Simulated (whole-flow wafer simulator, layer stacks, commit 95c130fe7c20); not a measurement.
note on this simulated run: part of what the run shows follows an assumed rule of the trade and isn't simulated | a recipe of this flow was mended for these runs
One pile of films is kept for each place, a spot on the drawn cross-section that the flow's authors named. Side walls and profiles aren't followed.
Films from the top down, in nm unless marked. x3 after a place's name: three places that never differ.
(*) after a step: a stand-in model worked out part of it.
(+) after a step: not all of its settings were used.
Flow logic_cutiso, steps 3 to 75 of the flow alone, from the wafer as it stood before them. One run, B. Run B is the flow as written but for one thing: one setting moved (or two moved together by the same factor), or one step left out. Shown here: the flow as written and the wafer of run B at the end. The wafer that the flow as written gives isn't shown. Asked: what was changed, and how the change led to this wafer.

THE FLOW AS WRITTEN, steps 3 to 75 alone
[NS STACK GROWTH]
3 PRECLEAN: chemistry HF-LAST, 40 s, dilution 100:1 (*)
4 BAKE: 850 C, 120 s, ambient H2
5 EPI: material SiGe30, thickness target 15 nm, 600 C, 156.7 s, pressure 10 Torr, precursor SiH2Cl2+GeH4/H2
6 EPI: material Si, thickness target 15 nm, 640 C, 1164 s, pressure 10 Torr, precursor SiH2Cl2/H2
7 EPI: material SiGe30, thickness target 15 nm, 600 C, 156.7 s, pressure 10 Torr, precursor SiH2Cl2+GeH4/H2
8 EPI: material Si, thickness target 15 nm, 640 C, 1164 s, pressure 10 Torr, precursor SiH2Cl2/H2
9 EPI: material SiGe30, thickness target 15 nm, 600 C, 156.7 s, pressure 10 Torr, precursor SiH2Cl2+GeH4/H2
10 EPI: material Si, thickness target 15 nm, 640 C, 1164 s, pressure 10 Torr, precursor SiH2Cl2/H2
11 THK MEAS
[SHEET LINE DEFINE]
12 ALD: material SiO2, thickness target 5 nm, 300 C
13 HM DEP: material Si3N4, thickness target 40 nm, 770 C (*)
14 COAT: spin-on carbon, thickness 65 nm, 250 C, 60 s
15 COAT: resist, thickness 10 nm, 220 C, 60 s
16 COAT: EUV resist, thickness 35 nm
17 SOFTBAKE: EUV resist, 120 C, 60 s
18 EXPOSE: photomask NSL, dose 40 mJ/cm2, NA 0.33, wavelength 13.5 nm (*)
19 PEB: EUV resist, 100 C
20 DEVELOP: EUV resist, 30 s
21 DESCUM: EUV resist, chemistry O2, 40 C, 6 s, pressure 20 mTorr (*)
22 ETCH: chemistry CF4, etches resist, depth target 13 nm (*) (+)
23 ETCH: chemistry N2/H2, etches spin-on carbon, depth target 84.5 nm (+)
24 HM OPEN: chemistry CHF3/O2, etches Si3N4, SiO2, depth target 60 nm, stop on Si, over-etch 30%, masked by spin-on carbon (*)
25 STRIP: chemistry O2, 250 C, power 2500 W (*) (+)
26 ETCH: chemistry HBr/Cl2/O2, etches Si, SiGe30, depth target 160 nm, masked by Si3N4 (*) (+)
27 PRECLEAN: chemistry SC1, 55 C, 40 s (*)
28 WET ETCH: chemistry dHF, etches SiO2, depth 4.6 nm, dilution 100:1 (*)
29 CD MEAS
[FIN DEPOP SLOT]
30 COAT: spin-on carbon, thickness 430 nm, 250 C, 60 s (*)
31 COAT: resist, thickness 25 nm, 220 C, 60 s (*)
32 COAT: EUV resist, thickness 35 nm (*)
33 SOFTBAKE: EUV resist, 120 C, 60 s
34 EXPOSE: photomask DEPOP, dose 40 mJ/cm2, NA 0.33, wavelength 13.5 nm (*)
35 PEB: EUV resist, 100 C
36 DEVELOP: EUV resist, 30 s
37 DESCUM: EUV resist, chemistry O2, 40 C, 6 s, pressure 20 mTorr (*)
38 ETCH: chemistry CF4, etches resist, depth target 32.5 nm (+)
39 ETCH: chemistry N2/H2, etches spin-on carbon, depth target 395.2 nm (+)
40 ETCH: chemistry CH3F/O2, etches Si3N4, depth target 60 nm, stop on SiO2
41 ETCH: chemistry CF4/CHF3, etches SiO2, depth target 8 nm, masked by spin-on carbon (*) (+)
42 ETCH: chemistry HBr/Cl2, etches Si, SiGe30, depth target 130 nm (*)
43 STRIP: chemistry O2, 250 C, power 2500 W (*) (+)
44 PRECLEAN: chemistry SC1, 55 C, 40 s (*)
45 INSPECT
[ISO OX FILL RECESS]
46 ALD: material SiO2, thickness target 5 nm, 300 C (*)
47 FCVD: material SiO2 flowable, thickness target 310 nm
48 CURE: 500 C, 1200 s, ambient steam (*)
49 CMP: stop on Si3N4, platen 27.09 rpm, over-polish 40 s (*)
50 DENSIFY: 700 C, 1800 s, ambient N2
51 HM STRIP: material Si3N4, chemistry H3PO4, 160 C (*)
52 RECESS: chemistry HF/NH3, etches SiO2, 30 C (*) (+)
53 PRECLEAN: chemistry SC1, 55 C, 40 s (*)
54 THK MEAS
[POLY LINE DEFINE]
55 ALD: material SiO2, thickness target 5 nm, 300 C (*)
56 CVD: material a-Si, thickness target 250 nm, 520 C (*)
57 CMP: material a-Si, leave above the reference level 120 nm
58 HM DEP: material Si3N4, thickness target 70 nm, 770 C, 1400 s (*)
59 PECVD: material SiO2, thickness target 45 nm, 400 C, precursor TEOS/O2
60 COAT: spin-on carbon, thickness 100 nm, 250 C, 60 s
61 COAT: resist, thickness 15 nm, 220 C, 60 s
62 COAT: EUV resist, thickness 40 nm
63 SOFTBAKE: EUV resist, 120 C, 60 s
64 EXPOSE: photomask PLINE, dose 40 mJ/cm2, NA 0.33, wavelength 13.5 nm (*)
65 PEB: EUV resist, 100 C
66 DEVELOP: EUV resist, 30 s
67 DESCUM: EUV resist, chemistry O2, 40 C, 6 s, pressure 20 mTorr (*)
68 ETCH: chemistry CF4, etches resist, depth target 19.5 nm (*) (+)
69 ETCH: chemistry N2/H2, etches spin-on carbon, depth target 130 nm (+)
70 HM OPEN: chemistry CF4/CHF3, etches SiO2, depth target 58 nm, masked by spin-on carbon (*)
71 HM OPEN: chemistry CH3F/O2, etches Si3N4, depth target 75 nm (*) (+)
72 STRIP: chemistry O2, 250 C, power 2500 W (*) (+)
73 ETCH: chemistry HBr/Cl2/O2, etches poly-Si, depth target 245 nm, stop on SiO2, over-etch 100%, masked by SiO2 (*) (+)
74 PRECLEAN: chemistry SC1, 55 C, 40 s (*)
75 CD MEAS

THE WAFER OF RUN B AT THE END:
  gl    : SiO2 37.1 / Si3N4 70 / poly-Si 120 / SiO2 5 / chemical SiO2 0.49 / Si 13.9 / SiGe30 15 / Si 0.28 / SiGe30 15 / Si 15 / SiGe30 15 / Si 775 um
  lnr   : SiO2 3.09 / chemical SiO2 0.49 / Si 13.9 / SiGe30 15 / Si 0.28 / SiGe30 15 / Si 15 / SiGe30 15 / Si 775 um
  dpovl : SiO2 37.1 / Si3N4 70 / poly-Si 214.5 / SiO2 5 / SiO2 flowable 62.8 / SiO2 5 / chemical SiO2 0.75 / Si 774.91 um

The cause: step 8, EPI: 568 C was run, where the flow has 640 C.

How the change led to this, step by step:
  8 EPI: material Si, thickness target 15 nm, 640 C, 1164 s, pressure 10 Torr, precursor SiH2Cl2/H2
      depop, dpovl, gfld and 19 more: Si +0.28 (new film) (as written it would be: Si +15 (new film))
  26 ETCH: chemistry HBr/Cl2/O2, etches Si, SiGe30, depth target 160 nm, masked by Si3N4 (*) (+)
      dpovl, gfld, gxf, iso, isow, lnri, nsgap: chemical SiO2 -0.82 (all of it), Si -12 (all of it), SiGe30 -15 (all of it), Si -0.28 (all of it), SiGe30 -15 (all of it), Si -15 (all of it), SiGe30 -15 (all of it), Si -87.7 (as written it would be: chemical SiO2 -0.82 (all of it), Si -12 (all of it), SiGe30 -15 (all of it), Si -15 (all of it), SiGe30 -15 (all of it), Si -15 (all of it), SiGe30 -15 (all of it), Si -73)
  42 ETCH: chemistry HBr/Cl2, etches Si, SiGe30, depth target 130 nm (*)
      depop: Si -13.8 (all of it), SiGe30 -15 (all of it), Si -0.28 (all of it), SiGe30 -15 (all of it), Si -15 (all of it), SiGe30 -15 (all of it), Si -55.9 (as written it would be: Si -13.8 (all of it), SiGe30 -15 (all of it), Si -15 (all of it), SiGe30 -15 (all of it), Si -15 (all of it), SiGe30 -15 (all of it), Si -41.2)
